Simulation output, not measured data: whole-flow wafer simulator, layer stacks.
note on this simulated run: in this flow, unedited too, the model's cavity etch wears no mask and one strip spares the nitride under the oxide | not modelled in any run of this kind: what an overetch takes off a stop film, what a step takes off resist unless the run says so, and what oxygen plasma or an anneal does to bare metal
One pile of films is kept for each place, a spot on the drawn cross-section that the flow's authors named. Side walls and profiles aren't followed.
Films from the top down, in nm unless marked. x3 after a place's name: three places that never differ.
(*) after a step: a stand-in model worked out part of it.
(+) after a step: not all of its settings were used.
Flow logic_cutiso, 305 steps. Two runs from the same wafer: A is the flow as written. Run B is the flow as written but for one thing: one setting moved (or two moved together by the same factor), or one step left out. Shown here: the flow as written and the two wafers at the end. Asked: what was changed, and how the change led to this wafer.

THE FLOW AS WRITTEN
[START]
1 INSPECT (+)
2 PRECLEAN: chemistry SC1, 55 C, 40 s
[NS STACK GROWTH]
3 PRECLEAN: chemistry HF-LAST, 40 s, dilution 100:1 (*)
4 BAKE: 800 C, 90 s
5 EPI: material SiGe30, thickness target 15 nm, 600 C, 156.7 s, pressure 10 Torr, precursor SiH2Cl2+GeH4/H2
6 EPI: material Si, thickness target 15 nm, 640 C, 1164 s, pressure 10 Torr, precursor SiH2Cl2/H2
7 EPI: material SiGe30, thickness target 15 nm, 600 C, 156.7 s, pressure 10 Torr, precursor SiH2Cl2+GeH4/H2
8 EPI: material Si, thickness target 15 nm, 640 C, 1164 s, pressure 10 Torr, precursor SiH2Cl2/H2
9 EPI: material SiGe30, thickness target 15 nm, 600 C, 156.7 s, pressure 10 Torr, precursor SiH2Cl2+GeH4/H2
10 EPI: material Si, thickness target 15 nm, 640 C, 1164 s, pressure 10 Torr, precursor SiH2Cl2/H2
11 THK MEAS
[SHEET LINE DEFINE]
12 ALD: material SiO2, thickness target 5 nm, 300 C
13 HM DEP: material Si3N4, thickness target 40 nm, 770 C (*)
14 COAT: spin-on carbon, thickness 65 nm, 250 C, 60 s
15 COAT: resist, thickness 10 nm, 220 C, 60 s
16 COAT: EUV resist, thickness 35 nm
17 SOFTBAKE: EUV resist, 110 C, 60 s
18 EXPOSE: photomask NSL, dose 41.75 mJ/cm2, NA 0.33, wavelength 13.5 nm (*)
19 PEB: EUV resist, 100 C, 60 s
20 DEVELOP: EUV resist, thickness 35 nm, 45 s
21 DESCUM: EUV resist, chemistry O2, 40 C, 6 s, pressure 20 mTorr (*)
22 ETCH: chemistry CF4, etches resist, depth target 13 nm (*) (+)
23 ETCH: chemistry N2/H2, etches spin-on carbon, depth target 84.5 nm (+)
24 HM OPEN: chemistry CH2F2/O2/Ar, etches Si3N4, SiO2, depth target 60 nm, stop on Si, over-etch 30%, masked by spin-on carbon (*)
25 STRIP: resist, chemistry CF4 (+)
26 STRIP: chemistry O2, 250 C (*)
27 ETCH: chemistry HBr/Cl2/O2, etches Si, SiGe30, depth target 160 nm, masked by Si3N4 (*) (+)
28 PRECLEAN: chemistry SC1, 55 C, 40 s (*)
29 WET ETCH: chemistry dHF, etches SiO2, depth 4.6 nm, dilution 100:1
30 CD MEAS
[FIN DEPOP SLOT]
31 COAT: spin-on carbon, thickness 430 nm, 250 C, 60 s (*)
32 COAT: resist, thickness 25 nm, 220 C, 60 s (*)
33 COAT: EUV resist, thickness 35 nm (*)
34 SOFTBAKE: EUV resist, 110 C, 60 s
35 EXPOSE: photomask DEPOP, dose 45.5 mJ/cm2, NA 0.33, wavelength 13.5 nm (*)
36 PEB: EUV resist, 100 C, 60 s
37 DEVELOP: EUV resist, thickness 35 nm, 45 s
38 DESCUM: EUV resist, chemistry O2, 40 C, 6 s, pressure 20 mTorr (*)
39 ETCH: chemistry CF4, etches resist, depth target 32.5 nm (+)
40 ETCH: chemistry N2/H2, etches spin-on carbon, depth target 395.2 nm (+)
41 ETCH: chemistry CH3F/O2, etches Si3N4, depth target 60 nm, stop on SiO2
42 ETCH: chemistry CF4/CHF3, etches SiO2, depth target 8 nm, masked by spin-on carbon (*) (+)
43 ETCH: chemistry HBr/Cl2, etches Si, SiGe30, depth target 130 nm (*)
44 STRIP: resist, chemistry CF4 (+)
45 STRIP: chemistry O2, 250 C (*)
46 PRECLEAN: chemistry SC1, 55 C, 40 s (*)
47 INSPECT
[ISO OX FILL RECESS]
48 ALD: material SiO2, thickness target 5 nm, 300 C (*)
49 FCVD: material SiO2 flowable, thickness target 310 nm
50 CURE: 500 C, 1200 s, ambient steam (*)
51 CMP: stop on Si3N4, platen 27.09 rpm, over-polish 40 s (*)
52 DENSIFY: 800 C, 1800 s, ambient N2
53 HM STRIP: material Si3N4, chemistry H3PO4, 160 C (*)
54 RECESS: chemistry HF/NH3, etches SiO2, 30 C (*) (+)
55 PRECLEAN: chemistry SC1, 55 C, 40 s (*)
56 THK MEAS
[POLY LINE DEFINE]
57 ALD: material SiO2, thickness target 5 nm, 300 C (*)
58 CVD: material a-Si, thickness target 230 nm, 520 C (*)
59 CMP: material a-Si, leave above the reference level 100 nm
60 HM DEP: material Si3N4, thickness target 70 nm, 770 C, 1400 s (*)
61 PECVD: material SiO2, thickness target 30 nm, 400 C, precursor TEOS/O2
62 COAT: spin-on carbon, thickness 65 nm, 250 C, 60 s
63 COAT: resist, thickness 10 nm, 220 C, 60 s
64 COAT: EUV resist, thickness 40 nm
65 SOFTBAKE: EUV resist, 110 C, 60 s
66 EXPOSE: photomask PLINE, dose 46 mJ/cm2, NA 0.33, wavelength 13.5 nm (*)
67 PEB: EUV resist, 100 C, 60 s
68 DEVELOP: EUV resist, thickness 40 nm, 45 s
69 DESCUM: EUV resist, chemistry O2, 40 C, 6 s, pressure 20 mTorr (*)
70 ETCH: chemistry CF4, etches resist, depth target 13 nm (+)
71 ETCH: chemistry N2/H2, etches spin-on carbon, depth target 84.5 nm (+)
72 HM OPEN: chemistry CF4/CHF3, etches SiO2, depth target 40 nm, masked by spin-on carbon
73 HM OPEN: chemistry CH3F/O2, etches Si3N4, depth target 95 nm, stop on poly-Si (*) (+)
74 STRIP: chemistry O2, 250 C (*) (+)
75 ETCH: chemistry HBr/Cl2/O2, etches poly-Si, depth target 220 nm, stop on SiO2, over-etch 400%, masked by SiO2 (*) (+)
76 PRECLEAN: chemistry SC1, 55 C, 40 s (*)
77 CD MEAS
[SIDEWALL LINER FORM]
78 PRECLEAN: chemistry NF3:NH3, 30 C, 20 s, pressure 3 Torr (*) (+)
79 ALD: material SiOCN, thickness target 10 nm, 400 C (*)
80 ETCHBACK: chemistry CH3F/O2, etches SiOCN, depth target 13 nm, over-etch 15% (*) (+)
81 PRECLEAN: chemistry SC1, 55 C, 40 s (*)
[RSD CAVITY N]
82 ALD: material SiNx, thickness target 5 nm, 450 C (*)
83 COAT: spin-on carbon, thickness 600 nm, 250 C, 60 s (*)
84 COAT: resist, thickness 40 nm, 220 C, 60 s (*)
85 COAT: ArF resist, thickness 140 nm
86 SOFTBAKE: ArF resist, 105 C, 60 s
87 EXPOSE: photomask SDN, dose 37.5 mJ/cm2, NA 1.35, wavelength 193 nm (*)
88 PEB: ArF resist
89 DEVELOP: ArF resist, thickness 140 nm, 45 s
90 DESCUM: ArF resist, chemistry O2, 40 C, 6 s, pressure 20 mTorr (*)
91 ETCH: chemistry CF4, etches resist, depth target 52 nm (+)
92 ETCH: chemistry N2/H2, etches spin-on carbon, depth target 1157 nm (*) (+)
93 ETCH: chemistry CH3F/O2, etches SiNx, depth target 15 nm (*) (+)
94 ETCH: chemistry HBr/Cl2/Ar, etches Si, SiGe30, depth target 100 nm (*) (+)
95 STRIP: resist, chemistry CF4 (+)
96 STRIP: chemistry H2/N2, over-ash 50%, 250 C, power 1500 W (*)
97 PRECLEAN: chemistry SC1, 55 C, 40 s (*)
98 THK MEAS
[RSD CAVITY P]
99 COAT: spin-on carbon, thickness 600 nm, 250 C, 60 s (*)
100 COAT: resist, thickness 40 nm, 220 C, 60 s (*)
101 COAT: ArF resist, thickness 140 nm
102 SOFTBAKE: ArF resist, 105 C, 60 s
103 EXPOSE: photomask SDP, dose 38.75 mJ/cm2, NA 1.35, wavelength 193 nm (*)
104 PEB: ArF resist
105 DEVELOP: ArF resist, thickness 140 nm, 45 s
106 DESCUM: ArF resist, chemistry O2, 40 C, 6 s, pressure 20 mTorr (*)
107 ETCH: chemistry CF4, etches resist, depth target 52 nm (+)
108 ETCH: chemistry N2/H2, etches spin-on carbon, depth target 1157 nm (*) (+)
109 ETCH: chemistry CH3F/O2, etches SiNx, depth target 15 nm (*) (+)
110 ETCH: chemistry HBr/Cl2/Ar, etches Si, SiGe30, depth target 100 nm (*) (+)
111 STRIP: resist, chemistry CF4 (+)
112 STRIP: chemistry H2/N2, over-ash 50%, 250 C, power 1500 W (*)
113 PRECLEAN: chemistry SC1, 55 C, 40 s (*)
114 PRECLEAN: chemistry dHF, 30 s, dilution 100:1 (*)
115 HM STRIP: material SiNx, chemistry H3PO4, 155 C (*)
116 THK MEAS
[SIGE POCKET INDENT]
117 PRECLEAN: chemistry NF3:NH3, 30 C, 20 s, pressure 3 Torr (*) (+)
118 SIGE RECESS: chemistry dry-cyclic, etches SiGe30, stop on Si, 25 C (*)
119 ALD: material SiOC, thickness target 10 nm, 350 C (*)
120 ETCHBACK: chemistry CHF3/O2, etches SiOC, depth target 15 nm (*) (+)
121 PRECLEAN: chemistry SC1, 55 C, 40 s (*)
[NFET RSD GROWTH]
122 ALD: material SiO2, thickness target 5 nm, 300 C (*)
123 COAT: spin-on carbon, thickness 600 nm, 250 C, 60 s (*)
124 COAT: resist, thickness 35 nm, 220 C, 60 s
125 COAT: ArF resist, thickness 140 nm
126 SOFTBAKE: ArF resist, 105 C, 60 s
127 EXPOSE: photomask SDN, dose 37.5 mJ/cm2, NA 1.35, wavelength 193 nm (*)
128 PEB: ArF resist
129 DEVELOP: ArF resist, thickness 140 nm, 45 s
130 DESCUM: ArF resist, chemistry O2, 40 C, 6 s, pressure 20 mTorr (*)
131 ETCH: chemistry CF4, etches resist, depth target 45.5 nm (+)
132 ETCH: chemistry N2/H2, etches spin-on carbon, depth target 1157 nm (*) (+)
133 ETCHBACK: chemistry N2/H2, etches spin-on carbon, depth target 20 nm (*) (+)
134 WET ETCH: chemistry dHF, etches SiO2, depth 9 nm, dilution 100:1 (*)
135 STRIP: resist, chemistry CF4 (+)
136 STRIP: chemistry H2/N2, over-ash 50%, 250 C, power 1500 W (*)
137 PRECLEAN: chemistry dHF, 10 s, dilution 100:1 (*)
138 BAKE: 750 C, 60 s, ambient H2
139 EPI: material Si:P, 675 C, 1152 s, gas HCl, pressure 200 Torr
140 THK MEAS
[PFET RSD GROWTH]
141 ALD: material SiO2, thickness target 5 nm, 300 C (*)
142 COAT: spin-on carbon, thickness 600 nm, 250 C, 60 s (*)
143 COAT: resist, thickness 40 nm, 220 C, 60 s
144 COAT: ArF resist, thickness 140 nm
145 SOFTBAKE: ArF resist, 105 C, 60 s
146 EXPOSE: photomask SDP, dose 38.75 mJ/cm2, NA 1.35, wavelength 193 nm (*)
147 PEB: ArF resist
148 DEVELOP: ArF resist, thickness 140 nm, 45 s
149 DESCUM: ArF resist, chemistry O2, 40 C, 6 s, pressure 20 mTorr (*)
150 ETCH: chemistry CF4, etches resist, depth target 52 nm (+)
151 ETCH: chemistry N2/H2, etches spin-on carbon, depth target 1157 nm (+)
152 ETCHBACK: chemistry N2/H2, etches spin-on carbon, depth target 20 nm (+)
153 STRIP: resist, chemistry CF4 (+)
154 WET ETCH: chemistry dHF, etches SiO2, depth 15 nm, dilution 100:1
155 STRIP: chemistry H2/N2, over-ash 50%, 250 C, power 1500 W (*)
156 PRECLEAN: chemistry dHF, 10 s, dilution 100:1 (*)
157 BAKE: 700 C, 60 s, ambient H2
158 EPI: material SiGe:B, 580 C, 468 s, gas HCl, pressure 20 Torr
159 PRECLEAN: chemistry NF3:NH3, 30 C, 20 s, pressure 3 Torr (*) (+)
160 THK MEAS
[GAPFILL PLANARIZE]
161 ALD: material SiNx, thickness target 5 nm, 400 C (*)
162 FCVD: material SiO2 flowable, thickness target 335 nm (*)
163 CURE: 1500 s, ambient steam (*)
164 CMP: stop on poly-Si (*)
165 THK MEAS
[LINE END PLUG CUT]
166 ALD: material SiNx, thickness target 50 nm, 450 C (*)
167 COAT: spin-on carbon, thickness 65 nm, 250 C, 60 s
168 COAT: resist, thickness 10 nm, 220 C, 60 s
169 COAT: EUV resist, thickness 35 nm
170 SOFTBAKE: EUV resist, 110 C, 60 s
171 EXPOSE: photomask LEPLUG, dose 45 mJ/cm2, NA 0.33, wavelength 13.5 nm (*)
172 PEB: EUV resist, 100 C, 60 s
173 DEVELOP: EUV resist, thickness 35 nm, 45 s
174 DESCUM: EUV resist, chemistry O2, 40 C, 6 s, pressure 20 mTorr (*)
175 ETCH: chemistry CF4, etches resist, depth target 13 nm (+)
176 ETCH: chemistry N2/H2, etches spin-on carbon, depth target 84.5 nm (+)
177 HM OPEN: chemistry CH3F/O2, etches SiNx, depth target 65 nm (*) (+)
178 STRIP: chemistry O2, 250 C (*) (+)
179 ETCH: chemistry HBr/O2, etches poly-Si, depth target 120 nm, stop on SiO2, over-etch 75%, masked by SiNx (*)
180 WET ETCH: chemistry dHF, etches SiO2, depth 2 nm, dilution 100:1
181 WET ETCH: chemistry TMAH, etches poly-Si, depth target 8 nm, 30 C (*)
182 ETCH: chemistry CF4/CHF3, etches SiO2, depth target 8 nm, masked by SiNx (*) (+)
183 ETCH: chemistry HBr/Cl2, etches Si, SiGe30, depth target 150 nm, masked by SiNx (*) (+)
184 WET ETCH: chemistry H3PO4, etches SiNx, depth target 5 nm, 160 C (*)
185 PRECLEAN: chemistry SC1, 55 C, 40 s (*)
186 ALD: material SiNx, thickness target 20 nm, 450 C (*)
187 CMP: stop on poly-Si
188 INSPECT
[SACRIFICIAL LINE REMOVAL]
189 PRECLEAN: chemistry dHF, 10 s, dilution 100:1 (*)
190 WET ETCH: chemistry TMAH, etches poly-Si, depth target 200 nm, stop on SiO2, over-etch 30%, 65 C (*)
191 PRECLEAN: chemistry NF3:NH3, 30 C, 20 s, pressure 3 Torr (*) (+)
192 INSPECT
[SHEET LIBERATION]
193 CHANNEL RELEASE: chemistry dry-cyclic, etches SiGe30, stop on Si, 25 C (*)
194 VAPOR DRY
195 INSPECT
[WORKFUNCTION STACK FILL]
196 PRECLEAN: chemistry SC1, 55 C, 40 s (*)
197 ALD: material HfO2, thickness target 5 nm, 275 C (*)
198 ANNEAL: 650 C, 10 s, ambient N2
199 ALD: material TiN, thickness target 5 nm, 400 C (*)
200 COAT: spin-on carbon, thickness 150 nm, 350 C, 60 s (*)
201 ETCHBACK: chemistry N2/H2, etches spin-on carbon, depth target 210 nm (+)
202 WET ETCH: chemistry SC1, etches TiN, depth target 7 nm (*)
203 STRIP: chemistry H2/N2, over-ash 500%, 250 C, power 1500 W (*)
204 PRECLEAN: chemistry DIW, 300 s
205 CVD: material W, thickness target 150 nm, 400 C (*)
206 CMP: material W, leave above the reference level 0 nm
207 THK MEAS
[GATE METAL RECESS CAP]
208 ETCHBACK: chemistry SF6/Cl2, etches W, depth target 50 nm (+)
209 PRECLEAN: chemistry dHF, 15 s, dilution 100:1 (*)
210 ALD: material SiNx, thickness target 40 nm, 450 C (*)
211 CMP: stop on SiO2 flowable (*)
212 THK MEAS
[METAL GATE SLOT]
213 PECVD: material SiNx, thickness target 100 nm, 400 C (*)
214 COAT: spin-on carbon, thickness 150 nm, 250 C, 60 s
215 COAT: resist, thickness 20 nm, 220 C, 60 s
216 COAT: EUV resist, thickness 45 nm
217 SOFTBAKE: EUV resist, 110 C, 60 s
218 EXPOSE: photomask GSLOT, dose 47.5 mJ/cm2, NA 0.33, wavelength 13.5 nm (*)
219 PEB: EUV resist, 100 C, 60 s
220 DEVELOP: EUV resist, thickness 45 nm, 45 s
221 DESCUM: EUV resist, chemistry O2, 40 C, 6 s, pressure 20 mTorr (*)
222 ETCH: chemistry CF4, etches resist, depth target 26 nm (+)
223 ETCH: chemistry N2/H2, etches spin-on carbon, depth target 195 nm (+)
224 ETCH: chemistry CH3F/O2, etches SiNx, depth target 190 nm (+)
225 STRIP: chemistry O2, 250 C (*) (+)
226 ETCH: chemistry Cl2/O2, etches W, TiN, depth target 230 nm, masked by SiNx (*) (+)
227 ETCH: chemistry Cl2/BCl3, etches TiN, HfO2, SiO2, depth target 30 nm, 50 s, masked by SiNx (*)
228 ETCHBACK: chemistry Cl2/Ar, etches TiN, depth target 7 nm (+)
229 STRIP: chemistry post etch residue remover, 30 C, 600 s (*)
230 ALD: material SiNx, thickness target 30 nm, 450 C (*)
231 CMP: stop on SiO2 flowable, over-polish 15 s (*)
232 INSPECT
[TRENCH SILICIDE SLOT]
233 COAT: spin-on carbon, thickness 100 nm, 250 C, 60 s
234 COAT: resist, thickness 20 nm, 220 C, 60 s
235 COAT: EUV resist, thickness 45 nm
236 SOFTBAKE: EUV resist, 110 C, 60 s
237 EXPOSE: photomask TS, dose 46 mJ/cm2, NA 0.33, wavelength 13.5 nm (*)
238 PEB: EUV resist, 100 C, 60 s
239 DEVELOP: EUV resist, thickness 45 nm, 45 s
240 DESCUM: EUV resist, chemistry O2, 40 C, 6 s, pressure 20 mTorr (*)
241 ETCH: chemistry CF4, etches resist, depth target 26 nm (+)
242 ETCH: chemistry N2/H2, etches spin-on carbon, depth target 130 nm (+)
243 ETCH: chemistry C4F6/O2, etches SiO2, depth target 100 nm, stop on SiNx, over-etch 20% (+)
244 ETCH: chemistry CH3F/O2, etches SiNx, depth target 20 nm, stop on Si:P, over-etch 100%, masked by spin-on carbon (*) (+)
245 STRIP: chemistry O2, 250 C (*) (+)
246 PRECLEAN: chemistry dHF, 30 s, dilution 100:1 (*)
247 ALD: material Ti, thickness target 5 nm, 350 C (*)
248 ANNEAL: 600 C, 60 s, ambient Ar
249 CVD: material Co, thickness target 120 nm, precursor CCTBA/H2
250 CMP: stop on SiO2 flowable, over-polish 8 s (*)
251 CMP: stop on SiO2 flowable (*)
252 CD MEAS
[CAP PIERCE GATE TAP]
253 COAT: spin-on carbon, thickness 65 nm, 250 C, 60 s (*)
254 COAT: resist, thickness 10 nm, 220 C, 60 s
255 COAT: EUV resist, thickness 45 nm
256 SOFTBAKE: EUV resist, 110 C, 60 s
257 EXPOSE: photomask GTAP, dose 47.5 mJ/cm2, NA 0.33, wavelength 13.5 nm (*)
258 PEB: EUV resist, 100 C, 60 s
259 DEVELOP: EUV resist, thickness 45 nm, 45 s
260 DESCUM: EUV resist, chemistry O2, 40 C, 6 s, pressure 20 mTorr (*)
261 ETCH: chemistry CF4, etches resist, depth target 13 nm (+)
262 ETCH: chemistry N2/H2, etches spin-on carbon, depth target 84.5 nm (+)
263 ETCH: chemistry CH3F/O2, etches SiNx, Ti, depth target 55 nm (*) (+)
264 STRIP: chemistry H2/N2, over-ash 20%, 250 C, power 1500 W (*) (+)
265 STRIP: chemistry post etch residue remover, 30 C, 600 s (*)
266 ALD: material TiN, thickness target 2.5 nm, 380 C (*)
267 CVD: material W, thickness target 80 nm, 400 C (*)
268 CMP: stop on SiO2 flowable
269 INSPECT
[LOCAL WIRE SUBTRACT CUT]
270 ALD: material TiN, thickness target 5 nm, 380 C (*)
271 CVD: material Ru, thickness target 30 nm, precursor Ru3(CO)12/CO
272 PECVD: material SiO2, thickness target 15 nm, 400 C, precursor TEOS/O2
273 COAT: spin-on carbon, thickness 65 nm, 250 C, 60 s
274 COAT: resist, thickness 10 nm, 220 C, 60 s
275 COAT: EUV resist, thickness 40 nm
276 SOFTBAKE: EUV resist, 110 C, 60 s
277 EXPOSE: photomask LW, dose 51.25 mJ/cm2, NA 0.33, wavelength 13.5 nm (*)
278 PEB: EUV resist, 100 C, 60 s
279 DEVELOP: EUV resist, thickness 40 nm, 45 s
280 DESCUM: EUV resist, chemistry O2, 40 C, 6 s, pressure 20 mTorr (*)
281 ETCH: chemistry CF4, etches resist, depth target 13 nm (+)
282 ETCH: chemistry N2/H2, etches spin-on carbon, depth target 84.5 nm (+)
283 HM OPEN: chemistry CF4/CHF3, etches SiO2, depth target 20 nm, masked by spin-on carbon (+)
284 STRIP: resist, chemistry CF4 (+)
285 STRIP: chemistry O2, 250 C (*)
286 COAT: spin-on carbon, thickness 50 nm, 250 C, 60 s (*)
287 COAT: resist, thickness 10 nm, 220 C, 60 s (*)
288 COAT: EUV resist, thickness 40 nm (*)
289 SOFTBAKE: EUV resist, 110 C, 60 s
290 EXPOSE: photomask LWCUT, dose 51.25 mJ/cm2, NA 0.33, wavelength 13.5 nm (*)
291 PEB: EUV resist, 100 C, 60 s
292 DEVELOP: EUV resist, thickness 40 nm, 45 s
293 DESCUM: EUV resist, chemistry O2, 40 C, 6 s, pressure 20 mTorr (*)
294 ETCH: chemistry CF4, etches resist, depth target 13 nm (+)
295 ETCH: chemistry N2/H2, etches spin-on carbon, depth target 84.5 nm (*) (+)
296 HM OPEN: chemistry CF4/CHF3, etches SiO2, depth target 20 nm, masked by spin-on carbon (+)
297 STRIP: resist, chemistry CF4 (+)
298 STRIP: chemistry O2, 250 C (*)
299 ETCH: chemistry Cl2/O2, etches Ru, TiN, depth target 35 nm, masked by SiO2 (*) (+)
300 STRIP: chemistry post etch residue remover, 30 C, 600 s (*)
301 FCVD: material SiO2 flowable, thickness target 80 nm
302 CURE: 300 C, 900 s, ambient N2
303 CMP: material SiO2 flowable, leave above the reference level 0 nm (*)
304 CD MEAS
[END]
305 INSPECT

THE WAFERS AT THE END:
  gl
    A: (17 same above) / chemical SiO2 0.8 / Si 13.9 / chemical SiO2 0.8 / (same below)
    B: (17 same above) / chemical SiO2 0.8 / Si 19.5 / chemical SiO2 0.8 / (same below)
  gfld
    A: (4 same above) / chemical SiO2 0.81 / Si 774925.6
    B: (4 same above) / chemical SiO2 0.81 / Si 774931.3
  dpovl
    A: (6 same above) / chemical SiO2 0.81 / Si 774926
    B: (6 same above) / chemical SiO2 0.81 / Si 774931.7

The cause: step 6, EPI: thickness target 20.6 nm was run, where the flow has thickness target 15 nm; step 6, EPI: 1601 s was run, where the flow has 1164 s.

How the change led to this, step by step:
  6 EPI: material Si, thickness target 15 nm, 640 C, 1164 s, pressure 10 Torr, precursor SiH2Cl2/H2
      depop, dpovl, gfld and 19 more: A Si +15 (new film) | B Si +20.6 (new film)
  27 ETCH: chemistry HBr/Cl2/O2, etches Si, SiGe30, depth target 160 nm, masked by Si3N4 (*) (+)
      gfld, gxf, iso, lnri: A chemical SiO2 -0.79 (all of it), Si -11.4 (all of it), SiGe30 -15 (all of it), Si -15 (all of it), SiGe30 -15 (all of it), Si -15 (all of it), SiGe30 -15 (all of it), Si -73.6 | B chemical SiO2 -0.79 (all of it), Si -11.4 (all of it), SiGe30 -15 (all of it), Si -15 (all of it), SiGe30 -15 (all of it), Si -20.6 (all of it), SiGe30 -15 (all of it), Si -68
      dpovl, nsgap: A chemical SiO2 -0.79 (all of it), Si -11.8 (all of it), SiGe30 -15 (all of it), Si -15 (all of it), SiGe30 -15 (all of it), Si -15 (all of it), SiGe30 -15 (all of it), Si -73.2 | B chemical SiO2 -0.79 (all of it), Si -11.8 (all of it), SiGe30 -15 (all of it), Si -15 (all of it), SiGe30 -15 (all of it), Si -20.6 (all of it), SiGe30 -15 (all of it), Si -67.6
      (and at 1 more place)
  43 ETCH: chemistry HBr/Cl2, etches Si, SiGe30, depth target 130 nm (*)
      depop: A Si -14 (all of it), SiGe30 -15 (all of it), Si -15 (all of it), SiGe30 -15 (all of it), Si -15 (all of it), SiGe30 -15 (all of it), Si -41 | B Si -14 (all of it), SiGe30 -15 (all of it), Si -15 (all of it), SiGe30 -15 (all of it), Si -20.6 (all of it), SiGe30 -15 (all of it), Si -35.3
  94 ETCH: chemistry HBr/Cl2/Ar, etches Si, SiGe30, depth target 100 nm (*) (+)
      rsdn, rsdx: A chemical SiO2 -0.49 (all of it), Si -12.8 (all of it), SiGe30 -15 (all of it), Si -15 (all of it), SiGe30 -15 (all of it), Si -15 (all of it), SiGe30 -15 (all of it), Si -12.2 | B chemical SiO2 -0.49 (all of it), Si -12.8 (all of it), SiGe30 -15 (all of it), Si -15 (all of it), SiGe30 -15 (all of it), Si -20.6 (all of it), SiGe30 -15 (all of it), Si -6.54
  110 ETCH: chemistry HBr/Cl2/Ar, etches Si, SiGe30, depth target 100 nm (*) (+)
      rsdp, rsdw: A chemical SiO2 -0.49 (all of it), Si -12.8 (all of it), SiGe30 -15 (all of it), Si -15 (all of it), SiGe30 -15 (all of it), Si -15 (all of it), SiGe30 -15 (all of it), Si -12.2 | B chemical SiO2 -0.49 (all of it), Si -12.8 (all of it), SiGe30 -15 (all of it), Si -15 (all of it), SiGe30 -15 (all of it), Si -20.6 (all of it), SiGe30 -15 (all of it), Si -6.54
  183 ETCH: chemistry HBr/Cl2, etches Si, SiGe30, depth target 150 nm, masked by SiNx (*) (+)
      plug: A Si -13.6 (all of it), SiGe30 -15 (all of it), Si -15 (all of it), SiGe30 -15 (all of it), Si -15 (all of it), SiGe30 -15 (all of it), Si -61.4 | B Si -13.6 (all of it), SiGe30 -15 (all of it), Si -15 (all of it), SiGe30 -15 (all of it), Si -20.6 (all of it), SiGe30 -15 (all of it), Si -55.8
